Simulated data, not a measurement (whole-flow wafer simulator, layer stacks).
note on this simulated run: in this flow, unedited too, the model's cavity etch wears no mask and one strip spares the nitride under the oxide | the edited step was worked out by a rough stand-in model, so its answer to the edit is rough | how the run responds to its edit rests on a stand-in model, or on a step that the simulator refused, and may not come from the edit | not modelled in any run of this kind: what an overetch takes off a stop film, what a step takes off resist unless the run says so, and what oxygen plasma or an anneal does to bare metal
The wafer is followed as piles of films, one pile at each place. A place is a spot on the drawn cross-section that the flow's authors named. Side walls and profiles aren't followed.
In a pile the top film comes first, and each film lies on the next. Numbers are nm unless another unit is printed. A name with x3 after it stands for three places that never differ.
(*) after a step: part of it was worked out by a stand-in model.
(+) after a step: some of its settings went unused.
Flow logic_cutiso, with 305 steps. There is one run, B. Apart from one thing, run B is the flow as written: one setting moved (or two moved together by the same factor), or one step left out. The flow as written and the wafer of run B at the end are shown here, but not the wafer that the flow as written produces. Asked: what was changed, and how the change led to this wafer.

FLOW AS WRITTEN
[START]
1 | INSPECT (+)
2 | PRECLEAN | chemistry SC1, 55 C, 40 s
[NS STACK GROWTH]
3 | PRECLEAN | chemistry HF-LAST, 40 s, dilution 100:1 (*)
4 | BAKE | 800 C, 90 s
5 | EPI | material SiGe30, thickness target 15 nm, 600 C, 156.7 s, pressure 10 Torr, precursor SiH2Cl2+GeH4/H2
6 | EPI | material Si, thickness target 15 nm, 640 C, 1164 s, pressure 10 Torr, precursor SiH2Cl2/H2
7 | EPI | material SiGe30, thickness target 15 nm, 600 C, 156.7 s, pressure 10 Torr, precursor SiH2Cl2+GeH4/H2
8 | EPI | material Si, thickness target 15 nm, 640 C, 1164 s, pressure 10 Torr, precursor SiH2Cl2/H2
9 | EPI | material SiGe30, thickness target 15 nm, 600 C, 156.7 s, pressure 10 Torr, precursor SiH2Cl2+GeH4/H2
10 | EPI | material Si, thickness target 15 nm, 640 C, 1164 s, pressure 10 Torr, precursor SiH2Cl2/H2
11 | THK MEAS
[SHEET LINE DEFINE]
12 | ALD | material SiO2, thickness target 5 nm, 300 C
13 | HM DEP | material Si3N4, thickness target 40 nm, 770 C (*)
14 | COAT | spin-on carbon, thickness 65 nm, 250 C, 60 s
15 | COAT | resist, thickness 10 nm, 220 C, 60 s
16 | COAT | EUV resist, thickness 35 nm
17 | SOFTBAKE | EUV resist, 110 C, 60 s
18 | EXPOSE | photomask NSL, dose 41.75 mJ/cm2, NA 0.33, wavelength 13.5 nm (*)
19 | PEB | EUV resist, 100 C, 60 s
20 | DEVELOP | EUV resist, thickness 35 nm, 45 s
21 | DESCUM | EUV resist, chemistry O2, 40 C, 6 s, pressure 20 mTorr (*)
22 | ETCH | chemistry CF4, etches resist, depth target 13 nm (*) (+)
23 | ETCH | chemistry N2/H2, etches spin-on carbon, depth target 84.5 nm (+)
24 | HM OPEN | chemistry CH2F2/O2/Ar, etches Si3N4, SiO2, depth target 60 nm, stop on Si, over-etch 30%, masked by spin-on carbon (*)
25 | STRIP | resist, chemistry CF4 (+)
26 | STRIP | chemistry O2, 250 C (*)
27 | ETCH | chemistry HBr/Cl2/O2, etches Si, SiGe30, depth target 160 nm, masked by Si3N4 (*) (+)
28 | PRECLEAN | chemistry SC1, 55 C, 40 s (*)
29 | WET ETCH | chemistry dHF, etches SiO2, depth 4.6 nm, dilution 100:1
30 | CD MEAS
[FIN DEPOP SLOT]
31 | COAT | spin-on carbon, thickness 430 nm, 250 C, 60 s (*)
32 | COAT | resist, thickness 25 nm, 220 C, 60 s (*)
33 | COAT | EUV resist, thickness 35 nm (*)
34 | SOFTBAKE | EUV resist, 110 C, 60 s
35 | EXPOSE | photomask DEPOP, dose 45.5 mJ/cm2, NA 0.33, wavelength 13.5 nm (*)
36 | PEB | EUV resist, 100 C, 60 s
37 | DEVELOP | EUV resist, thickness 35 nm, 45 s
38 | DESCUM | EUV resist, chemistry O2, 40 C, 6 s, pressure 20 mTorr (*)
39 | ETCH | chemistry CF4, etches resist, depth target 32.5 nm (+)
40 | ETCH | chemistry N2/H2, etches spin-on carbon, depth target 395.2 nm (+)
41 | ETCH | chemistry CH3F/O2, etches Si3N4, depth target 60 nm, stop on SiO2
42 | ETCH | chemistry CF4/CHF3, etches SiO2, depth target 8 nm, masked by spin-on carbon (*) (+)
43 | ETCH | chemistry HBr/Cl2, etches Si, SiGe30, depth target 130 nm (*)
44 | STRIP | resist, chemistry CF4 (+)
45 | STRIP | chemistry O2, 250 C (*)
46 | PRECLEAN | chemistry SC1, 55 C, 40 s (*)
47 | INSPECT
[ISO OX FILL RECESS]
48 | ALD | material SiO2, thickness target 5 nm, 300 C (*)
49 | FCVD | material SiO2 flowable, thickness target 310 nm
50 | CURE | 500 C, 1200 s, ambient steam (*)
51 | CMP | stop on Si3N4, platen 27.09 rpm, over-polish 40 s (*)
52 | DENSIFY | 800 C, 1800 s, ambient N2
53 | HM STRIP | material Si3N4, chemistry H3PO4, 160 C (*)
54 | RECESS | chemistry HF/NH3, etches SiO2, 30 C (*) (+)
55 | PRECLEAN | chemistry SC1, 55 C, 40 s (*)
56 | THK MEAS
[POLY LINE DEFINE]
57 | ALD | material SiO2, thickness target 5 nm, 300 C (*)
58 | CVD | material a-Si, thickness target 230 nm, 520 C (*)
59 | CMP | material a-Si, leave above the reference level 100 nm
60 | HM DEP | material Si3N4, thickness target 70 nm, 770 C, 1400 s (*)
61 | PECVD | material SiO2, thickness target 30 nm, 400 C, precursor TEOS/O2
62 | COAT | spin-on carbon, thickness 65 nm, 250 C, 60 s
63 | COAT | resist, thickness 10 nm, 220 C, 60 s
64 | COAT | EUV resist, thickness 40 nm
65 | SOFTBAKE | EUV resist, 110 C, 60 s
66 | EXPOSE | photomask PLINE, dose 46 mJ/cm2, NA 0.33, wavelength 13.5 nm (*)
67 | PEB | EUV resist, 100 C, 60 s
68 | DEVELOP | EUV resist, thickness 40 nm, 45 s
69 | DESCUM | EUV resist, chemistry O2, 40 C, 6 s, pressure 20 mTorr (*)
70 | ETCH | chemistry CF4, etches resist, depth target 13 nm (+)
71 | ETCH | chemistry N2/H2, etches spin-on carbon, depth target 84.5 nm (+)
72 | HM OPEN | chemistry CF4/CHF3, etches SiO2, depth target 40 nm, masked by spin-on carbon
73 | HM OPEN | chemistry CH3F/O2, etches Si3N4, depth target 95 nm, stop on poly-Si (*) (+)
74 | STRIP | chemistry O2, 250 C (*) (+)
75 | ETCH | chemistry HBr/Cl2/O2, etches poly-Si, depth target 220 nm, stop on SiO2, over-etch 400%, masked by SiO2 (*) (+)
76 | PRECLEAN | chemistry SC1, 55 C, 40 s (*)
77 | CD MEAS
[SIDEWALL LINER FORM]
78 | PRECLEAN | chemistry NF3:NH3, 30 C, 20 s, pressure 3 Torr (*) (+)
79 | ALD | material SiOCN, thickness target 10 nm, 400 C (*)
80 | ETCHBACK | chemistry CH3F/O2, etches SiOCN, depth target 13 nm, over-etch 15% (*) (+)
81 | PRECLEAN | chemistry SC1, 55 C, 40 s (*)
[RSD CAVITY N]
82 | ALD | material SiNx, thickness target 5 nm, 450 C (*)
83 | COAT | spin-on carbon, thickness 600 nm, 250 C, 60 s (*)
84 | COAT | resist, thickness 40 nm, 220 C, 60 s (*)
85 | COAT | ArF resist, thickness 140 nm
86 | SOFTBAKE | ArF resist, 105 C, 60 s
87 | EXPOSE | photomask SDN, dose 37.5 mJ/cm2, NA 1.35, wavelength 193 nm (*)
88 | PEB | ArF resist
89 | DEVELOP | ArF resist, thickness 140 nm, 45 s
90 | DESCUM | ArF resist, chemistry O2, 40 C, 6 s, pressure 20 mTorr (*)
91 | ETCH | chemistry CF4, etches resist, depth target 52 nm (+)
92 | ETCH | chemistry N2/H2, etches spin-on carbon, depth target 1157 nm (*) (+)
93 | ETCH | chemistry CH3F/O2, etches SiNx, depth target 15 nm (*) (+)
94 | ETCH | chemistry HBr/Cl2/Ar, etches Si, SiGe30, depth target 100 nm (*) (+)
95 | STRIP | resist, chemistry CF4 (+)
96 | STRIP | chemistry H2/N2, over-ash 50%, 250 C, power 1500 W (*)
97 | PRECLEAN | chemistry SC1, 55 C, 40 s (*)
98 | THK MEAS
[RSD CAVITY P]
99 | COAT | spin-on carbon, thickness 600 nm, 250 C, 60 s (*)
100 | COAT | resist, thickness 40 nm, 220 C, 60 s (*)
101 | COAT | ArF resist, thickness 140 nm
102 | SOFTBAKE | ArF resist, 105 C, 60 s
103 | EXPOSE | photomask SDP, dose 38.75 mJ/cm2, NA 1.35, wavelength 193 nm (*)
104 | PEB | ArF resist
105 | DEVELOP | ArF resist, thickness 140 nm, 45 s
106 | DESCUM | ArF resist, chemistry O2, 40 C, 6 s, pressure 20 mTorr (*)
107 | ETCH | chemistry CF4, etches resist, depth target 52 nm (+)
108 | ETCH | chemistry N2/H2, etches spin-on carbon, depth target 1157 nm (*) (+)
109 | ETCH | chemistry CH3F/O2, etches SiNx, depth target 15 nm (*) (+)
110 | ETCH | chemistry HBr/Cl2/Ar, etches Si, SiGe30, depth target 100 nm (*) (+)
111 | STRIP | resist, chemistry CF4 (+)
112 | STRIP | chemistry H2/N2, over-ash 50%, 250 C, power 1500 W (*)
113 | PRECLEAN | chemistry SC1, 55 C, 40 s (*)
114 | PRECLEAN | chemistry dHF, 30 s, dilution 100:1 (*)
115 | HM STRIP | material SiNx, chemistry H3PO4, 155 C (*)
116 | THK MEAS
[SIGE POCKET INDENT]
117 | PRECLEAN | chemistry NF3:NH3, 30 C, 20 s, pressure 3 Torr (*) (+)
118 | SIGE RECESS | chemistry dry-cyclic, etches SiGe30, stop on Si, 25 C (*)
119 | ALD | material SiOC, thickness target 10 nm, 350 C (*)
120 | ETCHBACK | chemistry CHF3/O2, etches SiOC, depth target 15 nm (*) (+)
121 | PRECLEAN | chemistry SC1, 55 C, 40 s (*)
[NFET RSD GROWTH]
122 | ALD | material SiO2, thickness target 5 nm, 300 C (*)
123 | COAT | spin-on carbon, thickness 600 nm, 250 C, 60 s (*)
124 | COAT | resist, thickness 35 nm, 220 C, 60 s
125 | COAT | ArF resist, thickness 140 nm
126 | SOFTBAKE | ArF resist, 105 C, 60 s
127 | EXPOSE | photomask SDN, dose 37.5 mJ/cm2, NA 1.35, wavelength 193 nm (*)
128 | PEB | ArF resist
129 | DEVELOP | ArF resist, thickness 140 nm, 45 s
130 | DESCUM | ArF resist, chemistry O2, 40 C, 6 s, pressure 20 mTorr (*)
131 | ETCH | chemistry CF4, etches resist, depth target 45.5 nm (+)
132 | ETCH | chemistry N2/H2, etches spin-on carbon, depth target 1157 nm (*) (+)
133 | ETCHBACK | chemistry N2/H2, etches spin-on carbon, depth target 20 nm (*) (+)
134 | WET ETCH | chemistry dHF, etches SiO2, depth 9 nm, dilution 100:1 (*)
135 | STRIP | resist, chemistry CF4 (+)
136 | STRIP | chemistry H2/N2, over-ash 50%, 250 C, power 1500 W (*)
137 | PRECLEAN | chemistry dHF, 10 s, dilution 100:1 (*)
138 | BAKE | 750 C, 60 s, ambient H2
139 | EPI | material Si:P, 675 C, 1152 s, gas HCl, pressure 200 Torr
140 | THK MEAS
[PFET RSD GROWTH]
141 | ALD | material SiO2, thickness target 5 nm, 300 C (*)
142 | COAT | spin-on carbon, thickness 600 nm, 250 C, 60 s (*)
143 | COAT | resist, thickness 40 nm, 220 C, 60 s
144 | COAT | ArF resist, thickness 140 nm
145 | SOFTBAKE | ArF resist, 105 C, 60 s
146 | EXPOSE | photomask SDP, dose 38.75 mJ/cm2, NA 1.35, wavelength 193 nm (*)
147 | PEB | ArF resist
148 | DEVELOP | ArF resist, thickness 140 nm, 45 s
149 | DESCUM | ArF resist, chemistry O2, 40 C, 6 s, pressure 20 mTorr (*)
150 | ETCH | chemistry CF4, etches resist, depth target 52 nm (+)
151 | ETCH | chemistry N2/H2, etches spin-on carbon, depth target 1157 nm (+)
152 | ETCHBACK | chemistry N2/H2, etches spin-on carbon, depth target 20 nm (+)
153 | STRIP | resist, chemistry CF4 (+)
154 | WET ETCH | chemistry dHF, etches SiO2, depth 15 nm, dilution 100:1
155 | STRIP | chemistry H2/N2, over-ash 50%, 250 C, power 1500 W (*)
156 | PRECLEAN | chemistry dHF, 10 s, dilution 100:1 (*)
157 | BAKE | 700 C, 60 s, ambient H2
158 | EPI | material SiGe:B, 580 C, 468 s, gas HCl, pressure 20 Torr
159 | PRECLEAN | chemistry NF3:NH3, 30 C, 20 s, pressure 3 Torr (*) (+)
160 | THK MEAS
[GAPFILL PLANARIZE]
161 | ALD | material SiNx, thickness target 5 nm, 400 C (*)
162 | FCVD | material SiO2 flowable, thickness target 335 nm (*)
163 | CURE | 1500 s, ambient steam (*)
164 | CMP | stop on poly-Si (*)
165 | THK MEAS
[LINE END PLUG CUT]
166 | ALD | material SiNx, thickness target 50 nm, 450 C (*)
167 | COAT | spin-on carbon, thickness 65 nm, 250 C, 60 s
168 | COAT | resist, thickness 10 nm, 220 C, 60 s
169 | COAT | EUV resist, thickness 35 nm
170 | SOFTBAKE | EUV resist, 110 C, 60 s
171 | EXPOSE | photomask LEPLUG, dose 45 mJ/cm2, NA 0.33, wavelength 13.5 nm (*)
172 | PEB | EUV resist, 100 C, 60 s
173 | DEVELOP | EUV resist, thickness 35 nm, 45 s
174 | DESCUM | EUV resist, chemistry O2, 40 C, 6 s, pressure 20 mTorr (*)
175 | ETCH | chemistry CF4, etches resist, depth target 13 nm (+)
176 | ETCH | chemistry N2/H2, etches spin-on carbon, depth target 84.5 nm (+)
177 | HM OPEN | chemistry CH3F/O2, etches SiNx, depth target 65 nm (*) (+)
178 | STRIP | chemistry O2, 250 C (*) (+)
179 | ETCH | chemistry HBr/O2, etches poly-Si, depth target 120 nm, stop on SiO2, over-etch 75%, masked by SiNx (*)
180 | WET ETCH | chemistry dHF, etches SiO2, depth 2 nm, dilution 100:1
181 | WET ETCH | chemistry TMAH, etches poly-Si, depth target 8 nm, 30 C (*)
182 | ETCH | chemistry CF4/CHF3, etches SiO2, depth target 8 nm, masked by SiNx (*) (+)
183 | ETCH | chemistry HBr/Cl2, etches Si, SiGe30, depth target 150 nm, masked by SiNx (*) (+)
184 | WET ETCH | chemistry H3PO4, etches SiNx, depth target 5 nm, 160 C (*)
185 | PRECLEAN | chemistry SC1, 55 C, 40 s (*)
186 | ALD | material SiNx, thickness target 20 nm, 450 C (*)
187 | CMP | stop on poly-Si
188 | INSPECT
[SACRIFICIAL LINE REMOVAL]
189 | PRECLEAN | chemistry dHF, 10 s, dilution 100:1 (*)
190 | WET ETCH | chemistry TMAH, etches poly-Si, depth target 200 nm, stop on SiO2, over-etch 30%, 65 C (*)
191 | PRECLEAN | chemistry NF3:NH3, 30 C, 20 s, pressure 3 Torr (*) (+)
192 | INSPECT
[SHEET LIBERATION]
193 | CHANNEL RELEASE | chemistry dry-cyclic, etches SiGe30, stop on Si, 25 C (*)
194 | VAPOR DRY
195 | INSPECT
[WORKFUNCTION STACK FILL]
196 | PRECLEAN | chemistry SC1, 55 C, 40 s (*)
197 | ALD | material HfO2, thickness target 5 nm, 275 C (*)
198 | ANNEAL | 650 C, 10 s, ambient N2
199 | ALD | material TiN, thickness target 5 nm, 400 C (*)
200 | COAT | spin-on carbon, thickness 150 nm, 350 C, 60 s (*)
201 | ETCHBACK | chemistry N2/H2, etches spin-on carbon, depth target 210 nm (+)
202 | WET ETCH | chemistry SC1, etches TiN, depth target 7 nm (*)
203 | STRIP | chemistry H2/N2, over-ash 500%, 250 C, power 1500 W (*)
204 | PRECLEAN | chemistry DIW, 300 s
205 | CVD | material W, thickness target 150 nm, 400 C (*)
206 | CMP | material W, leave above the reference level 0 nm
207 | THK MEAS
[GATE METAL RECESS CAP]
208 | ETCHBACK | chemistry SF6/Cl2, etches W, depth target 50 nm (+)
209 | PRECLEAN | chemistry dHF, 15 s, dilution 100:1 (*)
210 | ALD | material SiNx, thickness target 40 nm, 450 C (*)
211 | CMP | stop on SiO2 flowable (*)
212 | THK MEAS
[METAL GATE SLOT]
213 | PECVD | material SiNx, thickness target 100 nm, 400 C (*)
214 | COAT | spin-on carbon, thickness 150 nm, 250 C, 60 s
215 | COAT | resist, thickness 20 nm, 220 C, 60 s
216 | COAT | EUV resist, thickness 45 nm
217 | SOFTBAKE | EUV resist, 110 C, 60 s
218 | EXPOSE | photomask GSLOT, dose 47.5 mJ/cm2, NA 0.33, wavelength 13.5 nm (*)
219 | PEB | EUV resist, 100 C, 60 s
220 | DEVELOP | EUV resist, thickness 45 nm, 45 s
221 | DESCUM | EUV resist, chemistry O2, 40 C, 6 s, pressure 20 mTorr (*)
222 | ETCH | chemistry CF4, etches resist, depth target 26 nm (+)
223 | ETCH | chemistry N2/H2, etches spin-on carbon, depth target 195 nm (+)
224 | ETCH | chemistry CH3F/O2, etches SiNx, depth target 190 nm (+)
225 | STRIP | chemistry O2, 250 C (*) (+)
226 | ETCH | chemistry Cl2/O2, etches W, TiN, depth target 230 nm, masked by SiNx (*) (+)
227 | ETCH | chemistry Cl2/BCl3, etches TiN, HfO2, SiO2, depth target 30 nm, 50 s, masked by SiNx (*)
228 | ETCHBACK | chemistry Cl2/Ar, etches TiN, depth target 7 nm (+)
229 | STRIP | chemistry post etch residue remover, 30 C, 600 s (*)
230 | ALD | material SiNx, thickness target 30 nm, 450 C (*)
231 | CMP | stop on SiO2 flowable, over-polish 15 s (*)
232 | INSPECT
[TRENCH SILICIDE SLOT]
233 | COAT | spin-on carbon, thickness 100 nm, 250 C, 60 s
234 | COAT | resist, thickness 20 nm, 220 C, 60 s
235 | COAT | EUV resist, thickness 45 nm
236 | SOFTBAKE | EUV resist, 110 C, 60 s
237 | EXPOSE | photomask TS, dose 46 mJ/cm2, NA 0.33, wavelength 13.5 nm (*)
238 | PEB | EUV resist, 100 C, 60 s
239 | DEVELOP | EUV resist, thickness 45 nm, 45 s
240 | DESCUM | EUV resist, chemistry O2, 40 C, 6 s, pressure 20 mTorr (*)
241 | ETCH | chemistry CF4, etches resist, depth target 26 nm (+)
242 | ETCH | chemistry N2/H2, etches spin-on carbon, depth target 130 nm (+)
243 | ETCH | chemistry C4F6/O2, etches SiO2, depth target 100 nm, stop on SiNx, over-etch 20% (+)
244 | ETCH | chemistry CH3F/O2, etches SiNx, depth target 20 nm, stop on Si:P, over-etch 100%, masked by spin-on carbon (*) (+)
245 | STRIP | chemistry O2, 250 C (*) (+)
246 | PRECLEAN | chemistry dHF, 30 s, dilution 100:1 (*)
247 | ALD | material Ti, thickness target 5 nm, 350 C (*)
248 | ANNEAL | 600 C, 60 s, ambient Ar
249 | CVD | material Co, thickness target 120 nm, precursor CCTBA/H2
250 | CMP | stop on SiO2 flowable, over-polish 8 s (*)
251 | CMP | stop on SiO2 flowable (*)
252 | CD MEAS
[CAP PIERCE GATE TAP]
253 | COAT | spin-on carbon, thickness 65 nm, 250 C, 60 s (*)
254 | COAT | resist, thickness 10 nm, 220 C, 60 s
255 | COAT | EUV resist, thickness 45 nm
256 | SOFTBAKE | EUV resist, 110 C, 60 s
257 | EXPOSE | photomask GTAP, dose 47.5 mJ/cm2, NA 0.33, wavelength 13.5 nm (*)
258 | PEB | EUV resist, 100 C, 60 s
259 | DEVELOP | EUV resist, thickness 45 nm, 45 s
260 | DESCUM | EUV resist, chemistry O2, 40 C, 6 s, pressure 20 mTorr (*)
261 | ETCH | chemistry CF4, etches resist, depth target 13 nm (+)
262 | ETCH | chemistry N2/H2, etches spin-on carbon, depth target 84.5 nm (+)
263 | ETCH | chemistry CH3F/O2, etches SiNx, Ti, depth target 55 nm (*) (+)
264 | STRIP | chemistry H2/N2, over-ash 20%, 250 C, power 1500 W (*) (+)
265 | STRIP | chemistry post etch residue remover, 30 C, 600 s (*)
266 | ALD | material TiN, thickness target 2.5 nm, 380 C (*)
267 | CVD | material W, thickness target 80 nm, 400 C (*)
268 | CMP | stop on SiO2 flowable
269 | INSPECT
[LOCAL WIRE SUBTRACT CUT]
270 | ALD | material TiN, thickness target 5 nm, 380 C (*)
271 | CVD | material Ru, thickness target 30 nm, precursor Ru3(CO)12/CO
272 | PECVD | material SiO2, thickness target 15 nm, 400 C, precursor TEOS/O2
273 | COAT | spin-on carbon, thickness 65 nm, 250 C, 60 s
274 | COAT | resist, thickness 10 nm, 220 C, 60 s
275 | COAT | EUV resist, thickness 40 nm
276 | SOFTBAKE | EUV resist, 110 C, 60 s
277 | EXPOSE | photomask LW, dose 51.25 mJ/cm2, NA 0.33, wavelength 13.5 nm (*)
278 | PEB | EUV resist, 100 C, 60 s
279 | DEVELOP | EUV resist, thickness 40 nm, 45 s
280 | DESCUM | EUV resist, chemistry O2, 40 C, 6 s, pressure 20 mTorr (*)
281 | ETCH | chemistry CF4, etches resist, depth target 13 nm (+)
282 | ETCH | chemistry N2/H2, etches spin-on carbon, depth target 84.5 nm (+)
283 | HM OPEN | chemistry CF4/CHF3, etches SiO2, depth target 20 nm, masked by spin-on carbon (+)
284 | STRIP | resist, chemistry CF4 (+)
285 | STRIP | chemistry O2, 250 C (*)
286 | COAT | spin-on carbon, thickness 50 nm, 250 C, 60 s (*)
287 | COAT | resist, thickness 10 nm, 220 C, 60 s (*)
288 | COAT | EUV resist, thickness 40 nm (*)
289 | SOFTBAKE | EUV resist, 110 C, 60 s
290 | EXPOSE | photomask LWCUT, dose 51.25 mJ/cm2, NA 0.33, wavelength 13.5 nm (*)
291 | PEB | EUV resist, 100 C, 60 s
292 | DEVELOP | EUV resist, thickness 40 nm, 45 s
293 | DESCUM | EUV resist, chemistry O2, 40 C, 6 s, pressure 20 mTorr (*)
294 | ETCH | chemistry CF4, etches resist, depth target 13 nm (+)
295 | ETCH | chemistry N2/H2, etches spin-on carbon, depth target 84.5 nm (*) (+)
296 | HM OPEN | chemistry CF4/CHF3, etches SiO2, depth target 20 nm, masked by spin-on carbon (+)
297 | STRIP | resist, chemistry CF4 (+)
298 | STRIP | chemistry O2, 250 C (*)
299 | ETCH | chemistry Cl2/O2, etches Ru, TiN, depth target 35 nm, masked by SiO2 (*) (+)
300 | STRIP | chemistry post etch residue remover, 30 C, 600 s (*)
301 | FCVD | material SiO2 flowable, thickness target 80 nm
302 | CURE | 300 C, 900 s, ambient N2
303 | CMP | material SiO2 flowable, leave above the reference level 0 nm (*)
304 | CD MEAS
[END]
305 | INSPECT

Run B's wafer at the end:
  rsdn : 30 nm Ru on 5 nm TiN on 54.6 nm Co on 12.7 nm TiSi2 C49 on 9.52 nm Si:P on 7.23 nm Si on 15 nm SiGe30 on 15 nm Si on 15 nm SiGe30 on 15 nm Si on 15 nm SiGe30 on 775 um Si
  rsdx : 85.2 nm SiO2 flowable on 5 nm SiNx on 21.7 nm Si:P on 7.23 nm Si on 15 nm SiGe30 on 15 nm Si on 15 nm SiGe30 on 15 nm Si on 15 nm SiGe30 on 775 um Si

The reason: step 92, ETCH: depth target 491.7 nm was run, while the flow as written has depth target 1157 nm.

How this came from the change, step by step:
  92 | ETCH | chemistry N2/H2, etches spin-on carbon, depth target 1157 nm (*) (+)
      gl, gxn, tap: spin-on carbon loses 491.7 (as written it would have been: spin-on carbon loses 522.7 (all of it), SiNx loses 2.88)
      lnr, lnrt: spin-on carbon loses 491.7 (as written it would have been: spin-on carbon loses 524.9 (all of it), SiNx loses 2.85)
      (also at 17 further places)
  93 | ETCH | chemistry CH3F/O2, etches SiNx, depth target 15 nm (*) (+)
      depop, dpovl, gfld and 12 more: nothing (as written it would have been: resist loses 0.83)
      gl, gxn, tap: nothing (as written it would have been: SiNx loses 2.12 (all of it), SiO2 loses 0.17)
      (also at 4 further places)
  94 | ETCH | chemistry HBr/Cl2/Ar, etches Si, SiGe30, depth target 100 nm (*) (+)
      rsdn, rsdx: nothing (as written it would have been: chemical SiO2 loses 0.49 (all of it), Si loses 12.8 (all of it), SiGe30 loses 15 (all of it), Si loses 15 (all of it), SiGe30 loses 15 (all of it), Si loses 15 (all of it), SiGe30 loses 15 (all of it), Si loses 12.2)
  95 | STRIP | resist, chemistry CF4 (+)
      depop, dpovl, glp, isow, ns, nsgap, rsdp, rsdw: resist loses 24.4 (all of it) (as written it would have been: resist loses 13 (all of it))
      gfld, gxf, gxp, iso, lnri: resist loses 24.5 (all of it) (as written it would have been: resist loses 13 (all of it))
      (also at 2 further places)
  96 | STRIP | chemistry H2/N2, over-ash 50%, 250 C, power 1500 W (*)
      gl, gxn, tap: spin-on carbon loses 31 (all of it) (as written it would have been: nothing)
      lnr, lnrt: spin-on carbon loses 33.2 (all of it) (as written it would have been: nothing)
      (also at 2 further places)
  99 | COAT | spin-on carbon, thickness 600 nm, 250 C, 60 s (*)
      gl, gxn: spin-on carbon gains 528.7 (new film) (as written it would have been: spin-on carbon gains 514.9 (new film))
      glp, gxp: spin-on carbon gains 528.7 (new film) (as written it would have been: spin-on carbon gains 509.9 (new film))
      (also at 13 further places)
  108 | ETCH | chemistry N2/H2, etches spin-on carbon, depth target 1157 nm (*) (+)
      depop, dpovl, gfld and 14 more: ArF resist loses 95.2 (all of it), resist loses 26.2 (as written it would have been: ArF resist loses 95.2 (all of it), resist loses 25.2)
      glp, gxp: spin-on carbon loses 522.7 (all of it), SiNx loses 2.88 (as written it would have been: spin-on carbon loses 503.9 (all of it), SiNx loses 2.78)
      (also at 3 further places)
  111 | STRIP | resist, chemistry CF4 (+)
      depop, dpovl, gfld and 6 more: resist loses 13 (all of it) (as written it would have been: resist loses 14 (all of it))
      gl, gxf, gxn, lnr, lnrt, rsdn, rsdx: resist loses 13 (all of it) (as written it would have been: resist loses 14.1 (all of it))
      (also at 1 further place)
  112 | STRIP | chemistry H2/N2, over-ash 50%, 250 C, power 1500 W (*)
      gl, gxn: spin-on carbon loses 528.7 (all of it) (as written it would have been: spin-on carbon loses 514.9 (all of it))
      lnr, lnrt: spin-on carbon loses 530.9 (all of it) (as written it would have been: spin-on carbon loses 517.6 (all of it))
      (also at 8 further places)
  114 | PRECLEAN | chemistry dHF, 30 s, dilution 100:1 (*)
      gl, gxn, tap: SiNx loses 1 (as written it would have been: SiO2 loses 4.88)
      lnr, lnrt: SiNx loses 1 (as written it would have been: SiOCN loses 0.49)
      (also at 2 further places)
  115 | HM STRIP | material SiNx, chemistry H3PO4, 155 C (*)
      gl, gxn, tap: SiNx loses 3.99 (all of it), SiO2 loses 0.18 (as written it would have been: SiO2 loses 0.47)
      lnr, lnrt: SiNx loses 3.99 (all of it), SiOCN loses 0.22 (as written it would have been: SiOCN loses 0.58)
      (also at 2 further places)
  119 | ALD | material SiOC, thickness target 10 nm, 350 C (*)
      gxn: SiOC gains 10 (new film) (as written it would have been: SiOC gains 11 (new film))
  120 | ETCHBACK | chemistry CHF3/O2, etches SiOC, depth target 15 nm (*) (+)
      gl, tap: SiOC loses 10 (all of it), SiO2 loses 5 (as written it would have been: SiOC loses 10 (all of it), SiO2 loses 4.21 (all of it), Si3N4 loses 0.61)
      rsdn, rsdx: SiOC loses 10 (all of it), Si loses 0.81 (as written it would have been: SiOC loses 10 (all of it))
      (also at 1 further place)
  122 | ALD | material SiO2, thickness target 5 nm, 300 C (*)
      gl, tap: SiO2 gains 5 (as written it would have been: SiO2 gains 5 (new film))
      gxn: SiO2 gains 5 (as written it would have been: SiO2 gains 6.76 (new film))
  123 | COAT | spin-on carbon, thickness 600 nm, 250 C, 60 s (*)
      gfld, lnrp: spin-on carbon gains 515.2 (new film) (as written it would have been: spin-on carbon gains 501.8 (new film))
      gxf, plug: spin-on carbon gains 515.3 (new film) (as written it would have been: spin-on carbon gains 501.8 (new film))
      (also at 8 further places)
  132 | ETCH | chemistry N2/H2, etches spin-on carbon, depth target 1157 nm (*) (+)
      gl, tap: spin-on carbon loses 510 (all of it), SiO2 loses 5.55 (as written it would have been: spin-on carbon loses 501.7 (all of it), SiO2 loses 5 (all of it), Si3N4 loses 0.5)
      rsdn, rsdx: spin-on carbon loses 691.8 (all of it), SiO2 loses 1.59 (as written it would have been: spin-on carbon loses 778.1 (all of it))
      (also at 3 further places)
  ... 6 further steps ...
  164 | CMP | stop on poly-Si (*)
      gxn: SiO2 flowable loses 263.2 (all of it), SiNx loses 5 (all of it), SiO2 loses 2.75 (all of it), Si3N4 loses 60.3 (all of it) (as written it would have been: SiO2 flowable loses 264.5 (all of it), SiNx loses 5 (all of it), SiO2 loses 1.12 (all of it), Si3N4 loses 60.3 (all of it))
      lnr: SiO2 flowable loses 259.6 (all of it), SiNx loses 5 (all of it), SiOCN loses 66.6 (as written it would have been: SiO2 flowable loses 260.9 (all of it), SiNx loses 5 (all of it), SiOCN loses 65.1)
      (also at 1 further place)
